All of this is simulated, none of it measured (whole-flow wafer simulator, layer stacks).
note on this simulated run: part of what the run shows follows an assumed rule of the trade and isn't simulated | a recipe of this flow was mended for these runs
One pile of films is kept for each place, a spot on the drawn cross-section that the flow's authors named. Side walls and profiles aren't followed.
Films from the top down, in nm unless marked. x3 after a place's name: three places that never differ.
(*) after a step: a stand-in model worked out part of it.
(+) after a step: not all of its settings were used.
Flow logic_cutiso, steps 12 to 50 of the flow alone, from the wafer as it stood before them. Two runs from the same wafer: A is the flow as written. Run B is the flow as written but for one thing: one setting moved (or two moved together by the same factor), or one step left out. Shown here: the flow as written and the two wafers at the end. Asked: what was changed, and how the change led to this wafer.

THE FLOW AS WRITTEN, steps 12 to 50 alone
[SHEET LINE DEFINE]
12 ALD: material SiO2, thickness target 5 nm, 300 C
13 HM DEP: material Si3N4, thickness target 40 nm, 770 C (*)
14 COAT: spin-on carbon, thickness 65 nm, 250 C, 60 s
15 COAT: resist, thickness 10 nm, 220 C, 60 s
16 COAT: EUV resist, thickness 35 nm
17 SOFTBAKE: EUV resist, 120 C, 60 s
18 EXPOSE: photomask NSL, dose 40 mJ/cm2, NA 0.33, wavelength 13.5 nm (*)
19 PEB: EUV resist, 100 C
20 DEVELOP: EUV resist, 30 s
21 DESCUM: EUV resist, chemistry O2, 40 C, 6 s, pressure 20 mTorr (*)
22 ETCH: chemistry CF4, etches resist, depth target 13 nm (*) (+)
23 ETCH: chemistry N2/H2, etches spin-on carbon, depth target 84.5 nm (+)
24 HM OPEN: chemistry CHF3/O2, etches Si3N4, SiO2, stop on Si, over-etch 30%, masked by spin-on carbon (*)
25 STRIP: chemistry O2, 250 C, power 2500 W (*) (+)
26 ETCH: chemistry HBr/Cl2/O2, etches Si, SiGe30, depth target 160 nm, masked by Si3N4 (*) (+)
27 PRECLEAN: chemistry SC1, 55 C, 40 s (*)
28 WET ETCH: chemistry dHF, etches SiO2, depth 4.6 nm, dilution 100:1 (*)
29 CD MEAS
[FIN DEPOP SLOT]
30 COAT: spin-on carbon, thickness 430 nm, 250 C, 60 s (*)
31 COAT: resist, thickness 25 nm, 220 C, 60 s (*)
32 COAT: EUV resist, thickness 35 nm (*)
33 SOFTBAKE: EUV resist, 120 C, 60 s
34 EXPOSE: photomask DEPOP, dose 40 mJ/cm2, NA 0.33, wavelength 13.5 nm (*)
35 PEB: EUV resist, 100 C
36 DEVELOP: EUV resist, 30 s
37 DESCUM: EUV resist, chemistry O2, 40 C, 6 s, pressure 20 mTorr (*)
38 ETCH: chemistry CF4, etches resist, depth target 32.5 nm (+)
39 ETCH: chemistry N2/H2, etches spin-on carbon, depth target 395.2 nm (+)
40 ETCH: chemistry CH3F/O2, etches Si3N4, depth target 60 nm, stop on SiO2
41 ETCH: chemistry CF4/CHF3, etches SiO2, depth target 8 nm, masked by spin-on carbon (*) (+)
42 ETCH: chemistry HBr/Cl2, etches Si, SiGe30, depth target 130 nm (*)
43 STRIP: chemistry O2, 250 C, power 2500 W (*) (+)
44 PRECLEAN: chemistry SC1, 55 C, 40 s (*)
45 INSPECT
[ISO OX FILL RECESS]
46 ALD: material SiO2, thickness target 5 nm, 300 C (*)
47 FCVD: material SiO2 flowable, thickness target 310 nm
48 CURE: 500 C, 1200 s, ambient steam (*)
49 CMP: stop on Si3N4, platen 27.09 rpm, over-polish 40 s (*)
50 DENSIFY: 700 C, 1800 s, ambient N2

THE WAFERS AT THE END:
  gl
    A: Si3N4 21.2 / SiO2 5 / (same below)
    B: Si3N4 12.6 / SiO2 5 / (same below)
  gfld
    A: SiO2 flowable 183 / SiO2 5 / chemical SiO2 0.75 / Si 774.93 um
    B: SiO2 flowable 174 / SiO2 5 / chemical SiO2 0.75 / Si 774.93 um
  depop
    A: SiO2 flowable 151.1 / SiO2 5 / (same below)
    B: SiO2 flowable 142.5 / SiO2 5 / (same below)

The cause: step 13, HM DEP: thickness target 31.4 nm was run, where the flow has thickness target 40 nm.

How the change led to this, step by step:
  13 HM DEP: material Si3N4, thickness target 40 nm, 770 C (*)
      depop, dpovl, gfld and 19 more: A Si3N4 +40 (new film) | B Si3N4 +31.4 (new film)
  24 HM OPEN: chemistry CHF3/O2, etches Si3N4, SiO2, stop on Si, over-etch 30%, masked by spin-on carbon (*)
      depop, gl, glp and 12 more: A resist -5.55 (all of it), spin-on carbon -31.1 | B resist -5.55 (all of it), spin-on carbon -23.6
      dpovl, gfld, gxf, iso, isow, lnri, nsgap: A Si3N4 -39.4 (all of it), SiO2 -5 (all of it), Si -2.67 | B Si3N4 -30.8 (all of it), SiO2 -5 (all of it), Si -2.15
  25 STRIP: chemistry O2, 250 C, power 2500 W (*) (+)
      depop, gl, glp and 12 more: A spin-on carbon -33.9 (all of it) | B spin-on carbon -41.4 (all of it)
  40 ETCH: chemistry CH3F/O2, etches Si3N4, depth target 60 nm, stop on SiO2
      gfld, gl, glp and 17 more: A resist -4.6 | B resist -2.89
      depop: A Si3N4 -22 (all of it), SiO2 -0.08 | B Si3N4 -13.5 (all of it), SiO2 -0.08
      (and at 1 more place)
  41 ETCH: chemistry CF4/CHF3, etches SiO2, depth target 8 nm, masked by spin-on carbon (*) (+)
      gfld: A resist -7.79 (all of it), spin-on carbon -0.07 | B resist -8
      gl: A resist -6.59 (all of it), spin-on carbon -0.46 | B resist -8.29 (all of it)
      (and at 18 more places)
  42 ETCH: chemistry HBr/Cl2, etches Si, SiGe30, depth target 130 nm (*)
      gfld: A spin-on carbon -32 | B resist -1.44 (all of it), spin-on carbon -30
      gxf: A spin-on carbon -32 | B resist -1.13 (all of it), spin-on carbon -30.4
      (and at 6 more places)
  43 STRIP: chemistry O2, 250 C, power 2500 W (*) (+)
      ns: A spin-on carbon -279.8 (all of it) | B spin-on carbon -285.9 (all of it)
  47 FCVD: material SiO2 flowable, thickness target 310 nm
      ns: A SiO2 flowable +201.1 (new film) | B SiO2 flowable +206.6 (new film)
  49 CMP: stop on Si3N4, platen 27.09 rpm, over-polish 40 s (*)
      isow, nsgap: A SiO2 flowable -200.2 | B SiO2 flowable -205.5
      depop: A SiO2 flowable -200.4 | B SiO2 flowable -205.7
      (and at 2 more places)
